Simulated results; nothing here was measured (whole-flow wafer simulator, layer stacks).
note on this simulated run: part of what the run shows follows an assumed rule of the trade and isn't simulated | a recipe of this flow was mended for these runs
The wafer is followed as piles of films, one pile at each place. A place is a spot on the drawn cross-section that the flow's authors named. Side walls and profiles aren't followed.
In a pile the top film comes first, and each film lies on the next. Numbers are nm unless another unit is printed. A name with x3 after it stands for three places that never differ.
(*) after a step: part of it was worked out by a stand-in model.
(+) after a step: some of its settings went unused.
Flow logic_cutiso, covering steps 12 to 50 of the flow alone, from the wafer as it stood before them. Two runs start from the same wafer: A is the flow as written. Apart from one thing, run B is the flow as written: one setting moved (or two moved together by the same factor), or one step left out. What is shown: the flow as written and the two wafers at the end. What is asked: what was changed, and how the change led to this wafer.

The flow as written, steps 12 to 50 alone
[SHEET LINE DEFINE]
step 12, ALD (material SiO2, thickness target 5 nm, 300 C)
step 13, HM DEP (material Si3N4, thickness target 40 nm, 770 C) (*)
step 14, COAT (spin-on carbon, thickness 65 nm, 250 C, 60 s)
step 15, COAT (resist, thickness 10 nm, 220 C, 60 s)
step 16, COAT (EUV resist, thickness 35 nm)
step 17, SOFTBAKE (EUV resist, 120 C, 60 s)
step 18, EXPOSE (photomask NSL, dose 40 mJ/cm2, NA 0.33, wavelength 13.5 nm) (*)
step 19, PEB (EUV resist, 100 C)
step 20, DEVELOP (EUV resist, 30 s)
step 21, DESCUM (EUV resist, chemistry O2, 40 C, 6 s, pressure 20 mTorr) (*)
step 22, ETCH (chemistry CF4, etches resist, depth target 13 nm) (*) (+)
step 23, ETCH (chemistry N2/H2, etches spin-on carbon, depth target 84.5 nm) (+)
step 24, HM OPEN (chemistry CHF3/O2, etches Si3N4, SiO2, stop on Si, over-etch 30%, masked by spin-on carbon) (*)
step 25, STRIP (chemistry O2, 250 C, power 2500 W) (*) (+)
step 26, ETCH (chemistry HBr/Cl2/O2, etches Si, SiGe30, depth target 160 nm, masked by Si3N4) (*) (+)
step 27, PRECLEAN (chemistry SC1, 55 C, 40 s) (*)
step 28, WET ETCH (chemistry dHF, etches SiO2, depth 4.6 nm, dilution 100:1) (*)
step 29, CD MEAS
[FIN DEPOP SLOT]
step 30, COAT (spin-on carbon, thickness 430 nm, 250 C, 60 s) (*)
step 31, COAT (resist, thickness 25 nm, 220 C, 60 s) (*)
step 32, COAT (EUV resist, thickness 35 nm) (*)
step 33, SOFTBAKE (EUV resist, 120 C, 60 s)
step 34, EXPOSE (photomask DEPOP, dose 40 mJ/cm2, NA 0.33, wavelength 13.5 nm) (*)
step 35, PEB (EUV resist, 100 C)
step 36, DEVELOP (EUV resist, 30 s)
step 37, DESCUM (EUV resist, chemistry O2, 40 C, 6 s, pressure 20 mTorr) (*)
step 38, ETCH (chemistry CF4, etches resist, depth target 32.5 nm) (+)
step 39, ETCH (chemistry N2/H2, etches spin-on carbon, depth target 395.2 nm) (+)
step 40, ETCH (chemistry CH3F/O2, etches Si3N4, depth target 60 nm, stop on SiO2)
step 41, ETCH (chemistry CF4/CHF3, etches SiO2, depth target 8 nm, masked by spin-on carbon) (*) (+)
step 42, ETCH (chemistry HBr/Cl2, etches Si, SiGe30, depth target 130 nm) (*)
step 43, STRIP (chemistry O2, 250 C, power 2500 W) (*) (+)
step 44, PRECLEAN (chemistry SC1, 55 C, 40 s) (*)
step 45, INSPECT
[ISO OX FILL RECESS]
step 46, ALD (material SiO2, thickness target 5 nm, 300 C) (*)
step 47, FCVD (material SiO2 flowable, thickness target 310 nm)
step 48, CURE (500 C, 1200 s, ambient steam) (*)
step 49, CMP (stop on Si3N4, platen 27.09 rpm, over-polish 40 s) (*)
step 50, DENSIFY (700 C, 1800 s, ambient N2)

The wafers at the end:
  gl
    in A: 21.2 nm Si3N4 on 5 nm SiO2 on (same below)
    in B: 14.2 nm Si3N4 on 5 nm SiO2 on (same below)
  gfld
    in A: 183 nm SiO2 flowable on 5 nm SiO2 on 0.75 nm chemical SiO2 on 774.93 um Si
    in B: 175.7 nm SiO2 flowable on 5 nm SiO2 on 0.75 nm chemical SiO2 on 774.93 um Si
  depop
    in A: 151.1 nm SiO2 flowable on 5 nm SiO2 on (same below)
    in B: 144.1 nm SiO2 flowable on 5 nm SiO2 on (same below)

What caused this: step 13, HM DEP: 758 C was run, whereas the flow has 770 C.

How this came from the change, step by step:
  step 13, HM DEP (material Si3N4, thickness target 40 nm, 770 C) (*)
      depop, dpovl, gfld and 19 more: A Si3N4 gains 40 (new film) | B Si3N4 gains 33 (new film)
  step 24, HM OPEN (chemistry CHF3/O2, etches Si3N4, SiO2, stop on Si, over-etch 30%, masked by spin-on carbon) (*)
      depop, gl, glp and 12 more: A resist loses 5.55 (all of it), spin-on carbon loses 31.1 | B resist loses 5.55 (all of it), spin-on carbon loses 25
      dpovl, gfld, gxf, iso, isow, lnri, nsgap: A Si3N4 loses 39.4 (all of it), SiO2 loses 5 (all of it), Si loses 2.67 | B Si3N4 loses 32.4 (all of it), SiO2 loses 5 (all of it), Si loses 2.25
  step 25, STRIP (chemistry O2, 250 C, power 2500 W) (*) (+)
      depop, gl, glp and 12 more: A spin-on carbon loses 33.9 (all of it) | B spin-on carbon loses 40 (all of it)
  step 40, ETCH (chemistry CH3F/O2, etches Si3N4, depth target 60 nm, stop on SiO2)
      gfld, gl, glp and 17 more: A resist loses 4.6 | B resist loses 3.21
      depop: A Si3N4 loses 22 (all of it), SiO2 loses 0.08 | B Si3N4 loses 15.1 (all of it), SiO2 loses 0.08
      (and at 1 other place as well)
  step 41, ETCH (chemistry CF4/CHF3, etches SiO2, depth target 8 nm, masked by spin-on carbon) (*) (+)
      gfld: A resist loses 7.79 (all of it), spin-on carbon loses 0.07 | B resist loses 8
      gl: A resist loses 6.59 (all of it), spin-on carbon loses 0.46 | B resist loses 7.97 (all of it)
      (and at 18 other places as well)
  step 42, ETCH (chemistry HBr/Cl2, etches Si, SiGe30, depth target 130 nm) (*)
      gfld: A spin-on carbon loses 32 | B resist loses 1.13 (all of it), spin-on carbon loses 30.4
      gxf: A spin-on carbon loses 32 | B resist loses 0.82 (all of it), spin-on carbon loses 30.9
      (and at 5 other places as well)
  step 47, FCVD (material SiO2 flowable, thickness target 310 nm)
      ns: A SiO2 flowable gains 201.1 (new film) | B SiO2 flowable gains 205.5 (new film)
  step 49, CMP (stop on Si3N4, platen 27.09 rpm, over-polish 40 s) (*)
      isow, nsgap: A SiO2 flowable loses 200.2 | B SiO2 flowable loses 204.5
      depop: A SiO2 flowable loses 200.4 | B SiO2 flowable loses 204.7
      (and at 2 other places as well)
